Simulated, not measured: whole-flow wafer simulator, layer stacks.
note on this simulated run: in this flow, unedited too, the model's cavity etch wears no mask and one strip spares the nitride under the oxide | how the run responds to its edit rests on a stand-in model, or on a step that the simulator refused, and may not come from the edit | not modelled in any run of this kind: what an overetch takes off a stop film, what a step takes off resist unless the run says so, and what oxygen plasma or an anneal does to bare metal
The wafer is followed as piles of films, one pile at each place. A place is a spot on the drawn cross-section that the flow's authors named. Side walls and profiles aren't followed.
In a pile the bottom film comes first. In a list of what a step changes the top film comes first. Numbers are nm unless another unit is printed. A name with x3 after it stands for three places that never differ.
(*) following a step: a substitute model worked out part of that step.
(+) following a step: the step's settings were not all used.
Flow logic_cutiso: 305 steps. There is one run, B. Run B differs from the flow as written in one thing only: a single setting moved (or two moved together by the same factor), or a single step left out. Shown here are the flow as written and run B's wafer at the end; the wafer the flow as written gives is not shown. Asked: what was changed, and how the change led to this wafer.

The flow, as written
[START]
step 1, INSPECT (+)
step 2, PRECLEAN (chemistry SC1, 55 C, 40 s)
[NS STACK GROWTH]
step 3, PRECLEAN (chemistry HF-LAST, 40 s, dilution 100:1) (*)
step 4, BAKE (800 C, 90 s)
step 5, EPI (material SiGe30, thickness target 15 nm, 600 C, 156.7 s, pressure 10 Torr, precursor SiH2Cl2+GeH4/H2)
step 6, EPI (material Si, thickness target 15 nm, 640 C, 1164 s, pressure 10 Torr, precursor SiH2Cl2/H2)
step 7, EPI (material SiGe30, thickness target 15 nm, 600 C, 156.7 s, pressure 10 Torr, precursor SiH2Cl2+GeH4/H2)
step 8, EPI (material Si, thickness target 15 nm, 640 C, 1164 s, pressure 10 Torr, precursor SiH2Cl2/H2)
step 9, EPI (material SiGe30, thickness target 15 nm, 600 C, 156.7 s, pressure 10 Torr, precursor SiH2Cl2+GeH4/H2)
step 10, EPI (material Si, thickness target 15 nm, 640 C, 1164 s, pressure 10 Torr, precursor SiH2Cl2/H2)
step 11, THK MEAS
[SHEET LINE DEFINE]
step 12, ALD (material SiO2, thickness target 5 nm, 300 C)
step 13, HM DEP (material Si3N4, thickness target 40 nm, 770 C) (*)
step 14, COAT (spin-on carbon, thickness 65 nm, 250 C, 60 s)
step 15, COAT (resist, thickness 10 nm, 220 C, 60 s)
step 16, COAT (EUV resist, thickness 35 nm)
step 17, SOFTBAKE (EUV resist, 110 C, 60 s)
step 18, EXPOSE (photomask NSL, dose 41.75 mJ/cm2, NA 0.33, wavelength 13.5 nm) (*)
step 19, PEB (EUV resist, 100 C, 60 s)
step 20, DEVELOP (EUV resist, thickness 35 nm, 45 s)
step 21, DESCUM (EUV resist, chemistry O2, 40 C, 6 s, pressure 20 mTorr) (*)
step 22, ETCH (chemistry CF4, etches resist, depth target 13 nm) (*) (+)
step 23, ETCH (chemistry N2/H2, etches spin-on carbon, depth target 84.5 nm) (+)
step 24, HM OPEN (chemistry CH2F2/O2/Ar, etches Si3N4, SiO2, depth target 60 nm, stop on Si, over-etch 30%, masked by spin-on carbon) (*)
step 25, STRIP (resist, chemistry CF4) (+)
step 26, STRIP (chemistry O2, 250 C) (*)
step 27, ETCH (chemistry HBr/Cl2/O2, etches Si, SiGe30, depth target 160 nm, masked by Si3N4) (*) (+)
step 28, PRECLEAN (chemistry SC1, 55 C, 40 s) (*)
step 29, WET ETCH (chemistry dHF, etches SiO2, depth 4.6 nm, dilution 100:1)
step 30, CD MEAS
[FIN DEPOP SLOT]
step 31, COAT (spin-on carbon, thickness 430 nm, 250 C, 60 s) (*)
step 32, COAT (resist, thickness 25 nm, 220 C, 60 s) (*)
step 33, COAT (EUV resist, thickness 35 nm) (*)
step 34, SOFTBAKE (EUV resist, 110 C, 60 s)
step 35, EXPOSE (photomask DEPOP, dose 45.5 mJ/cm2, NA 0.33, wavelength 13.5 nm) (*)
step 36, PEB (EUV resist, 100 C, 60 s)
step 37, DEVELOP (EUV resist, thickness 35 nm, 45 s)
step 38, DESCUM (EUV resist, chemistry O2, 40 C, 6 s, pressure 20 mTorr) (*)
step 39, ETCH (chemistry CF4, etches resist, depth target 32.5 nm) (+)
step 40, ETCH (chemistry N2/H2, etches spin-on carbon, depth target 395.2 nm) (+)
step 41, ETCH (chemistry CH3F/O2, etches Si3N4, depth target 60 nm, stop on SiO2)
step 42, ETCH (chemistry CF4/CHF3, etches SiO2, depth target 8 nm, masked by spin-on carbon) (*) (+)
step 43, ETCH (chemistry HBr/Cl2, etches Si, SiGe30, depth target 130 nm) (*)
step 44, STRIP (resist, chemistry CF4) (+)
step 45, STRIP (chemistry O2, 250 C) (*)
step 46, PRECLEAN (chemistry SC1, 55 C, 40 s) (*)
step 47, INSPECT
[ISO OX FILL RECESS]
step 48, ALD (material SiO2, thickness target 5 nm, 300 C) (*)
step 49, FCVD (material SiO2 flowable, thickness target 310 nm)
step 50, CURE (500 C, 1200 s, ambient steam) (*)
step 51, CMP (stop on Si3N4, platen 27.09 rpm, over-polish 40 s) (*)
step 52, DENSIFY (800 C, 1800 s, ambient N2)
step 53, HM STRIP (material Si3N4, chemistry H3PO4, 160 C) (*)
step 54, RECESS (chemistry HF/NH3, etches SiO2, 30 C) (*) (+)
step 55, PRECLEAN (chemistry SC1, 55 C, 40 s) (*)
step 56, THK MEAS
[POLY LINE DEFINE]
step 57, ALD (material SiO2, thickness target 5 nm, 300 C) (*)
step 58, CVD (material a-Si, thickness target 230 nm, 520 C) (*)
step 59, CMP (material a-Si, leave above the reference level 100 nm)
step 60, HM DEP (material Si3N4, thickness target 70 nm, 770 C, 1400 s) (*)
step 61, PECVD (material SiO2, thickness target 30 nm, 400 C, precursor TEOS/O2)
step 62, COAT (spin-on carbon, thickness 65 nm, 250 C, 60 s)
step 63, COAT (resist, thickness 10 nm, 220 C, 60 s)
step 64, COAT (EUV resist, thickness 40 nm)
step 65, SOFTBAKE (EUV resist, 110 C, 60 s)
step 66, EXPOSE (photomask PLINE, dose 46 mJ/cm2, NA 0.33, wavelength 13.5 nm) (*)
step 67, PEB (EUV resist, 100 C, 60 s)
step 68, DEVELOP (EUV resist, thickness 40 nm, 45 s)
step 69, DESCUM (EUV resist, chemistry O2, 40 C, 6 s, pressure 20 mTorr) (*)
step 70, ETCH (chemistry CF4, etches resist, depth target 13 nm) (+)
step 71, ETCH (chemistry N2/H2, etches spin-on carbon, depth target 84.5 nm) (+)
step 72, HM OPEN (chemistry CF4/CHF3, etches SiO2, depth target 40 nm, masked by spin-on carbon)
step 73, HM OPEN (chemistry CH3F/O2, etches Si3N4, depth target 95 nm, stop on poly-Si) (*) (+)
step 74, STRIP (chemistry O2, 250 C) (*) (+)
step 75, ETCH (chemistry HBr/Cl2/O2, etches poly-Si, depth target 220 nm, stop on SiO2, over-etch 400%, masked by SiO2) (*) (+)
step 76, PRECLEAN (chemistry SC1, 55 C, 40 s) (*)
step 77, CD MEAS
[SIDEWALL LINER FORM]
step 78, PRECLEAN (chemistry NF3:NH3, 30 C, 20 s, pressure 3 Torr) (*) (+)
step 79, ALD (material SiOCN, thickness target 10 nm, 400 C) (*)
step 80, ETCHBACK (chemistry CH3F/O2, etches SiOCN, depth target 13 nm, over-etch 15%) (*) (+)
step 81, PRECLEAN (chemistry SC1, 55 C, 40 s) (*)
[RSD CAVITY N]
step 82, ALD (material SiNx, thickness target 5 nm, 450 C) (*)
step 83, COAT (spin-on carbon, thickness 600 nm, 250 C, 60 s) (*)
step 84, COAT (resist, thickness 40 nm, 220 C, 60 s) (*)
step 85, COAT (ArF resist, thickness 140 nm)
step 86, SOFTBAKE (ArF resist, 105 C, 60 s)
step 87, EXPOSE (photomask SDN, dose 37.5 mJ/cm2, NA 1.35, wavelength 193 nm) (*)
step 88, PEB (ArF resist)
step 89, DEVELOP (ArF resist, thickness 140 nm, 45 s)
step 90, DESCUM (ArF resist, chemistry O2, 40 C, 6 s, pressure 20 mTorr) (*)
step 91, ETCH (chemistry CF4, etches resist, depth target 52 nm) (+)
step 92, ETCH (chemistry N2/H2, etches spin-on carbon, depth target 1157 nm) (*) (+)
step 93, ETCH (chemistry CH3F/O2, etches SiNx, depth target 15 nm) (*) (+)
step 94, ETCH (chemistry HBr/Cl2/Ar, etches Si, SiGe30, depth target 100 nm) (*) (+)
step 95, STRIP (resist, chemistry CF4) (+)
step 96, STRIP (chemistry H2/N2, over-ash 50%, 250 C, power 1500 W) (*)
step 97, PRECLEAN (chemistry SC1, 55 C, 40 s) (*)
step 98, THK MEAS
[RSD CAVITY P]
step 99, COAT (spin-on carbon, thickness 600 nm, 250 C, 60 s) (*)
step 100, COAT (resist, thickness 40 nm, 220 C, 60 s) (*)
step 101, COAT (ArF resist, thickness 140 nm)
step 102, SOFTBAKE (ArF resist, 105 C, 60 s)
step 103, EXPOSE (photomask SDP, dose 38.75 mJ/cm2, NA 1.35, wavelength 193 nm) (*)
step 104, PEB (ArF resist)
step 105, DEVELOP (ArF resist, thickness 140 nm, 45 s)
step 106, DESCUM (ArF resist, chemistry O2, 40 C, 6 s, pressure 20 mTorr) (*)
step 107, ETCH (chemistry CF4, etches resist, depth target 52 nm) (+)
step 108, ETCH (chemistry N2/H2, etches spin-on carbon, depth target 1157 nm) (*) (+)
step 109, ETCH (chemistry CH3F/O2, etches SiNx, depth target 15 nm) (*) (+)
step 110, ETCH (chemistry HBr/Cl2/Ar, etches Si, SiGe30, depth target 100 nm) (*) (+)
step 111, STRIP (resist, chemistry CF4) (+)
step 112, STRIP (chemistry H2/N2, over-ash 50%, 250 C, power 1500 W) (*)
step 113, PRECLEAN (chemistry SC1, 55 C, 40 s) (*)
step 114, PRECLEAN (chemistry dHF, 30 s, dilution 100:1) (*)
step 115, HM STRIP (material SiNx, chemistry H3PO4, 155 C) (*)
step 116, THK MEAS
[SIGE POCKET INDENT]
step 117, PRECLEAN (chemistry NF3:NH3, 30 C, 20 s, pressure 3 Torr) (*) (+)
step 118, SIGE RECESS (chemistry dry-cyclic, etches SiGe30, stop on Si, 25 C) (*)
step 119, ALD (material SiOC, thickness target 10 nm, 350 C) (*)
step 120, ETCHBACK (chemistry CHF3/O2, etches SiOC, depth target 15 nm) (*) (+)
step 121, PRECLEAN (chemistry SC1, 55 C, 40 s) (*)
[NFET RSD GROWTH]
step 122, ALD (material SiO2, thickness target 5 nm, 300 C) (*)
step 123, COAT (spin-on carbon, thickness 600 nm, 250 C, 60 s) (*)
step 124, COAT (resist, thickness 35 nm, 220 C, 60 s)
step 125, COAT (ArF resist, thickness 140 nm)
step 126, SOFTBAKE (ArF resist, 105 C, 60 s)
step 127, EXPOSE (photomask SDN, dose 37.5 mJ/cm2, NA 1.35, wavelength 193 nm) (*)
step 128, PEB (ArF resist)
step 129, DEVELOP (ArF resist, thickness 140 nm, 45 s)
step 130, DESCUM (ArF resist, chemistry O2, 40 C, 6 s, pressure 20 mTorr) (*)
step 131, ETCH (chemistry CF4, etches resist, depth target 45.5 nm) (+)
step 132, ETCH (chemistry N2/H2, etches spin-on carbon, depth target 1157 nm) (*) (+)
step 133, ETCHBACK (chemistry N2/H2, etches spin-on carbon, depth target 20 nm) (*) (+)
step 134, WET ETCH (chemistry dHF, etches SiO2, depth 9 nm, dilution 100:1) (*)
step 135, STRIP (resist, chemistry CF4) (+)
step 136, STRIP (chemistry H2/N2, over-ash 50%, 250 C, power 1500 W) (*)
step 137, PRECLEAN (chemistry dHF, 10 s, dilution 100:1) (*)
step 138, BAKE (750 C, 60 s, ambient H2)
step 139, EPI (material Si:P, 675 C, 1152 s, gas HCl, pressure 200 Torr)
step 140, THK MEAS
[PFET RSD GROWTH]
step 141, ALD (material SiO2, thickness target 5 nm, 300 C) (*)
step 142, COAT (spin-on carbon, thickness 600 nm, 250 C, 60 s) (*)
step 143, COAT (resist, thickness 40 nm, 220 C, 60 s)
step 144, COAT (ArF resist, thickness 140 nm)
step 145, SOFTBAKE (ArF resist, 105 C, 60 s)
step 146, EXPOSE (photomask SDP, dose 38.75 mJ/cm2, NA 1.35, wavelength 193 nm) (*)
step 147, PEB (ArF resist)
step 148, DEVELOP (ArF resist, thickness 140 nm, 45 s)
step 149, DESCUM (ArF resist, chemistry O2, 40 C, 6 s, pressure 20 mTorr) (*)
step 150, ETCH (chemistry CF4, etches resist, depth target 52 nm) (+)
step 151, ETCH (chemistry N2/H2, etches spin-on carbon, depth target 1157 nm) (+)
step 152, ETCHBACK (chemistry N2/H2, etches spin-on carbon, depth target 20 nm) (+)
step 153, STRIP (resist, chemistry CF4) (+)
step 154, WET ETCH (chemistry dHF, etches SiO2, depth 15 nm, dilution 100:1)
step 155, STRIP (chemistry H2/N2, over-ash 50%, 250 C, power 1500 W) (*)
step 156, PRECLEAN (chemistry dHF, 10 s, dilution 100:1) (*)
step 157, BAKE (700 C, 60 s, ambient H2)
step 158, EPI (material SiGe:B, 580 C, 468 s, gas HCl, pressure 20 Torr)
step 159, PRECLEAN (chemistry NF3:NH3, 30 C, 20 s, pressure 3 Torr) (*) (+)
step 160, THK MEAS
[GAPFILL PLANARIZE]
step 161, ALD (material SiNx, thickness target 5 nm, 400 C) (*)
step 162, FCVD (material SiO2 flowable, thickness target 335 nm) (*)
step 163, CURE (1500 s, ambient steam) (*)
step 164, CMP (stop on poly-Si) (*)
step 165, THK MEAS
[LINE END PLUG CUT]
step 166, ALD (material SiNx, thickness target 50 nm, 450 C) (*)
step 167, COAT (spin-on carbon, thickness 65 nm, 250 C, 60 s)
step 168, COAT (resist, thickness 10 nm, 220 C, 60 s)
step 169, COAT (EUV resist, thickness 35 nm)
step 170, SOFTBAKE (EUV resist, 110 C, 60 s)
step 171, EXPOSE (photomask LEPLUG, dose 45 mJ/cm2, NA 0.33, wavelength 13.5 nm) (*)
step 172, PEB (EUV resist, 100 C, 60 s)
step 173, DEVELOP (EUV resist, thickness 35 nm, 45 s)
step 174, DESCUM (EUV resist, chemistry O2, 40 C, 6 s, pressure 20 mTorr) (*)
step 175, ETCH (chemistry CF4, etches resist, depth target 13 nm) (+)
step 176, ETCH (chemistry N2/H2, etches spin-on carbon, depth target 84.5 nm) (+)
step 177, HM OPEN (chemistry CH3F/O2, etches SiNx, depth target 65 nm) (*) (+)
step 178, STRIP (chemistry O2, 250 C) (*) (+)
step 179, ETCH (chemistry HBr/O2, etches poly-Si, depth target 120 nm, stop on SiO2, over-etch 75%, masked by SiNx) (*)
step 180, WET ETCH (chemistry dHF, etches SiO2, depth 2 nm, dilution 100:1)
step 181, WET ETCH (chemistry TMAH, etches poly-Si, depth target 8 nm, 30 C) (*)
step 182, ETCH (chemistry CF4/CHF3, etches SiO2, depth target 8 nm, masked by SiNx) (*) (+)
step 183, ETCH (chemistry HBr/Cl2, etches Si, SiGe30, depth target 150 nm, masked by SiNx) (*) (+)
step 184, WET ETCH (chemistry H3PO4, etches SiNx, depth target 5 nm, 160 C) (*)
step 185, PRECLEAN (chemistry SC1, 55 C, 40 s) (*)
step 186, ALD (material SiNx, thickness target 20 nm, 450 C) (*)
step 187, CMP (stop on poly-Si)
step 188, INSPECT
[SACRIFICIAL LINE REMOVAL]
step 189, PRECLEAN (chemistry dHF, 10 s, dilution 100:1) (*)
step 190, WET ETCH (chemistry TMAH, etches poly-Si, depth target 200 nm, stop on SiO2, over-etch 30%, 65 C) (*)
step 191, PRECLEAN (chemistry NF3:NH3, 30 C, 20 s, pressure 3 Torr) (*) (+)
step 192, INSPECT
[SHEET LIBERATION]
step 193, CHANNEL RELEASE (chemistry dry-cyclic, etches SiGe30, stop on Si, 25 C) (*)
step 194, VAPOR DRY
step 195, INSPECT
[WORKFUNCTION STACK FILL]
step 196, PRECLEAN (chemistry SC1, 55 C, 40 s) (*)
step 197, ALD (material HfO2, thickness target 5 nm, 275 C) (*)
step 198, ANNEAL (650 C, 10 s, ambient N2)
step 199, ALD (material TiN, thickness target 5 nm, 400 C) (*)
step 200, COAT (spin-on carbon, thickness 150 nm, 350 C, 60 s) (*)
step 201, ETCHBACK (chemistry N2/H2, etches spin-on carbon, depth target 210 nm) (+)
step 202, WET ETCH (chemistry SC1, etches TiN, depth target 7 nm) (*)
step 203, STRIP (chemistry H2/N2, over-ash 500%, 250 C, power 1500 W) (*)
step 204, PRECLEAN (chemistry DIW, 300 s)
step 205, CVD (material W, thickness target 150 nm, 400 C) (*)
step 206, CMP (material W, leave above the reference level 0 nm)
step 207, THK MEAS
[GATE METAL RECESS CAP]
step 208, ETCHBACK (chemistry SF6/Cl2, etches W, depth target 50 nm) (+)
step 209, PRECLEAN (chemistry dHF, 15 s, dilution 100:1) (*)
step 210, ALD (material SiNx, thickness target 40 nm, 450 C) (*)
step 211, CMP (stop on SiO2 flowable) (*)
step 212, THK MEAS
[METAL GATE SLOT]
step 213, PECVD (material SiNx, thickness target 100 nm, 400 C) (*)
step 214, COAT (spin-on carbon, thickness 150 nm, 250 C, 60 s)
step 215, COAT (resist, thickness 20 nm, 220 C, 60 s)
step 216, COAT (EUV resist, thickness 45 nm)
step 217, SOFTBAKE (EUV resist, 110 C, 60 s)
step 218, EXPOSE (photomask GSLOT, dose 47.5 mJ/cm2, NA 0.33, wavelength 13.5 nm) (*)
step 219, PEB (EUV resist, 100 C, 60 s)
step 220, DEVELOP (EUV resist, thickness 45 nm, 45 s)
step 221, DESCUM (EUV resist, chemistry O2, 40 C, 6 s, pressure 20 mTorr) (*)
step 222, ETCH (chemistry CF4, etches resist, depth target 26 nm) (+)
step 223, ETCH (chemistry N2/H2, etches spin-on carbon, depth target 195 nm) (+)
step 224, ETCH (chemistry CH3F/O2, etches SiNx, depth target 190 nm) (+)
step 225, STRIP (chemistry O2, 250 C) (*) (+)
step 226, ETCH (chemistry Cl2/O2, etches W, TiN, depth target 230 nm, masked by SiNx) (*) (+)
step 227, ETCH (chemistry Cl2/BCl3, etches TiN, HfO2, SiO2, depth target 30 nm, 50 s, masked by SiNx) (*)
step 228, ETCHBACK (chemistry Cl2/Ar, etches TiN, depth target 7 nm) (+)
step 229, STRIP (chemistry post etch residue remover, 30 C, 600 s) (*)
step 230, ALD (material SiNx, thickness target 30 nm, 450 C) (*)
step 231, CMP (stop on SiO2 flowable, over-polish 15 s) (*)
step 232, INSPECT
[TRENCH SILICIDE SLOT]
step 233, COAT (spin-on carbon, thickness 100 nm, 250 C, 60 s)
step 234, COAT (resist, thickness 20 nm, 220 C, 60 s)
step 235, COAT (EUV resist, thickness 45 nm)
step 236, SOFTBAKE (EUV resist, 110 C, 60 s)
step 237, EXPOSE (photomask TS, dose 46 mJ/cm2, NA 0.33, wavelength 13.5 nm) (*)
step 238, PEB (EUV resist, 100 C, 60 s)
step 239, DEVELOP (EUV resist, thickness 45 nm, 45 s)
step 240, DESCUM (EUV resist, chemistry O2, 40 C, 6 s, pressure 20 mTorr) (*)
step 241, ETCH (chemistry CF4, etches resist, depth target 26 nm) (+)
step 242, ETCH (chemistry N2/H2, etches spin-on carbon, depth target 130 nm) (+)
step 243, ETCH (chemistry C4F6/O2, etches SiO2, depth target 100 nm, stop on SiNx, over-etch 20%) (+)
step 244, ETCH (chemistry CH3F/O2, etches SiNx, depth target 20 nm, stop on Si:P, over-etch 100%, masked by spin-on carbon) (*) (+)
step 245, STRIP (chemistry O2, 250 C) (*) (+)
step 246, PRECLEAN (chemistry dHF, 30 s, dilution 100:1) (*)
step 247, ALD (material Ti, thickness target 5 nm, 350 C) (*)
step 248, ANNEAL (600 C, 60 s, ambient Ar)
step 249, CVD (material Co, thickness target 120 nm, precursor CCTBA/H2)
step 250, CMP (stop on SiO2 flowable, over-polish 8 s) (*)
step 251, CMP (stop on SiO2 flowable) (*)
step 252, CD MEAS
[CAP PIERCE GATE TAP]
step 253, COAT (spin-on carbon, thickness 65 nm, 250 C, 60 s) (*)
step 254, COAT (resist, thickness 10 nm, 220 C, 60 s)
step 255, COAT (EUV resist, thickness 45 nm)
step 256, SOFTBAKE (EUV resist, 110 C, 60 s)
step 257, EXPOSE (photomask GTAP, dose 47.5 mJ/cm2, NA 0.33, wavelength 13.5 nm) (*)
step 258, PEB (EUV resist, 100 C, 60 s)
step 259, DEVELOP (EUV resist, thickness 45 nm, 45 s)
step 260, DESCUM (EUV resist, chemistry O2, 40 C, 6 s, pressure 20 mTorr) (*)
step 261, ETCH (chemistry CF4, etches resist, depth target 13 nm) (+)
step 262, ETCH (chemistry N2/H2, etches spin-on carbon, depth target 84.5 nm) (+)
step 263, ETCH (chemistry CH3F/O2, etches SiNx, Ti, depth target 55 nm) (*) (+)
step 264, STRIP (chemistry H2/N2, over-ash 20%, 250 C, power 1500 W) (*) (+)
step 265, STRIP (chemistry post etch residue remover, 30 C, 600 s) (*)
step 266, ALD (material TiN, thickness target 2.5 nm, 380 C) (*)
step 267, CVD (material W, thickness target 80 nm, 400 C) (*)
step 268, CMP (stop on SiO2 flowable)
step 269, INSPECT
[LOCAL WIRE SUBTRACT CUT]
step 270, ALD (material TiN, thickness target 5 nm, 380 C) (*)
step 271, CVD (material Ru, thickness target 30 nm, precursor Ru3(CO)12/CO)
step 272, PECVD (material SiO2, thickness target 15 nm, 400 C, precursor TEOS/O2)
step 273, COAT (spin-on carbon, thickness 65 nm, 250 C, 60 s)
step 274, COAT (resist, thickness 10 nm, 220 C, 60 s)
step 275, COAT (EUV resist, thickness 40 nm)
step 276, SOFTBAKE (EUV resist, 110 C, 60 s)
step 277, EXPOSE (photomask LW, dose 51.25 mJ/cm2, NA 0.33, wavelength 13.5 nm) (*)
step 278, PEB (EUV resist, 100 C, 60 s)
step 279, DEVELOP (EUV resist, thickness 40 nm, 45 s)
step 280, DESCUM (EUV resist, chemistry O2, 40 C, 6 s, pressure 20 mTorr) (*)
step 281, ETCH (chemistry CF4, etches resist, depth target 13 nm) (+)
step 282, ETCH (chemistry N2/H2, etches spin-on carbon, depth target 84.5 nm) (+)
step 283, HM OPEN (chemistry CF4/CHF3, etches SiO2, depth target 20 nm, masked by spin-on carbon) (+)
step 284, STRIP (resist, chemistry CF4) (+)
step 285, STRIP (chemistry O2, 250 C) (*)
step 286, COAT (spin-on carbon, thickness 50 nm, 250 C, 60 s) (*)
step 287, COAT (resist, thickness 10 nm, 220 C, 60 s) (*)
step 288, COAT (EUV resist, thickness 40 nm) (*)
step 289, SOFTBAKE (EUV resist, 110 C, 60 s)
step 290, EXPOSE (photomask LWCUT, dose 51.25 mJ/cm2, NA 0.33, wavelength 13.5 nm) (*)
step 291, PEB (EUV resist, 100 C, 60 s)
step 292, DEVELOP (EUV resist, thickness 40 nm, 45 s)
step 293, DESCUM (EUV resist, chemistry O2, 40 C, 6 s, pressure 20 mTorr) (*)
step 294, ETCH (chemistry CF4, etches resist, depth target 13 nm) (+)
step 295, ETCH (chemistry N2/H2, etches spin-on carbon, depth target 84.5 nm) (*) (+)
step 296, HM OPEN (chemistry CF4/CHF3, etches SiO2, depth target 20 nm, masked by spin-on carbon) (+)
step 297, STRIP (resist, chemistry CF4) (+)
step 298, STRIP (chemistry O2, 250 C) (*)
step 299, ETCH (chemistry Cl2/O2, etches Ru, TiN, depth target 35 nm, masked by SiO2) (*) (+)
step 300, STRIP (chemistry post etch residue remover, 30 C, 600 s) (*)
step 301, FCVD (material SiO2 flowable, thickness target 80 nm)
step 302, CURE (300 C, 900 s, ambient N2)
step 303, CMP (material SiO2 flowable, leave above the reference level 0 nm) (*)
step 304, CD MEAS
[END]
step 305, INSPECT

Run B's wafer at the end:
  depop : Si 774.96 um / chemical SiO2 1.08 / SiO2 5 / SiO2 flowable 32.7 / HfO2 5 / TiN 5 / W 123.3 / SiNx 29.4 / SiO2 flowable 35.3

The reason: step 201, ETCHBACK: depth target 126 nm was run, while the flow as written has depth target 210 nm.

How this came from the change, step by step:
  step 201, ETCHBACK (chemistry N2/H2, etches spin-on carbon, depth target 210 nm) (+)
      lnr, lnrp: -126 spin-on carbon (in the flow as written it would be: -133.9 spin-on carbon (all of it))
      rsdn, rsdw: -126 spin-on carbon (in the flow as written it would be: -145.8 spin-on carbon (all of it))
      (and at 17 other places as well)
  step 202, WET ETCH (chemistry SC1, etches TiN, depth target 7 nm) (*)
      depop, dpovl, iso and 11 more: -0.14 spin-on carbon (in the flow as written it would be: -5 TiN (all of it))
  step 203, STRIP (chemistry H2/N2, over-ash 500%, 250 C, power 1500 W) (*)
      depop, dpovl: -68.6 spin-on carbon (all of it) (in the flow as written it would be: nothing)
      lnr, lnrp: -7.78 spin-on carbon (all of it) (in the flow as written it would be: nothing)
      (and at 17 other places as well)
  step 206, CMP (material W, leave above the reference level 0 nm)
      lnr, lnri, lnrp, lnrt: -150 W (all of it), -5 TiN (all of it), -5 HfO2 (all of it), -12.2 SiOCN (in the flow as written it would be: -150 W (all of it), -5 HfO2 (all of it), -12.2 SiOCN)
      rsdn, rsdp, rsdw, rsdx: -162.2 W (all of it), -5 TiN (all of it), -5 HfO2 (all of it) (in the flow as written it would be: -162.2 W (all of it), -5 HfO2 (all of it))
      (and at 14 other places as well)
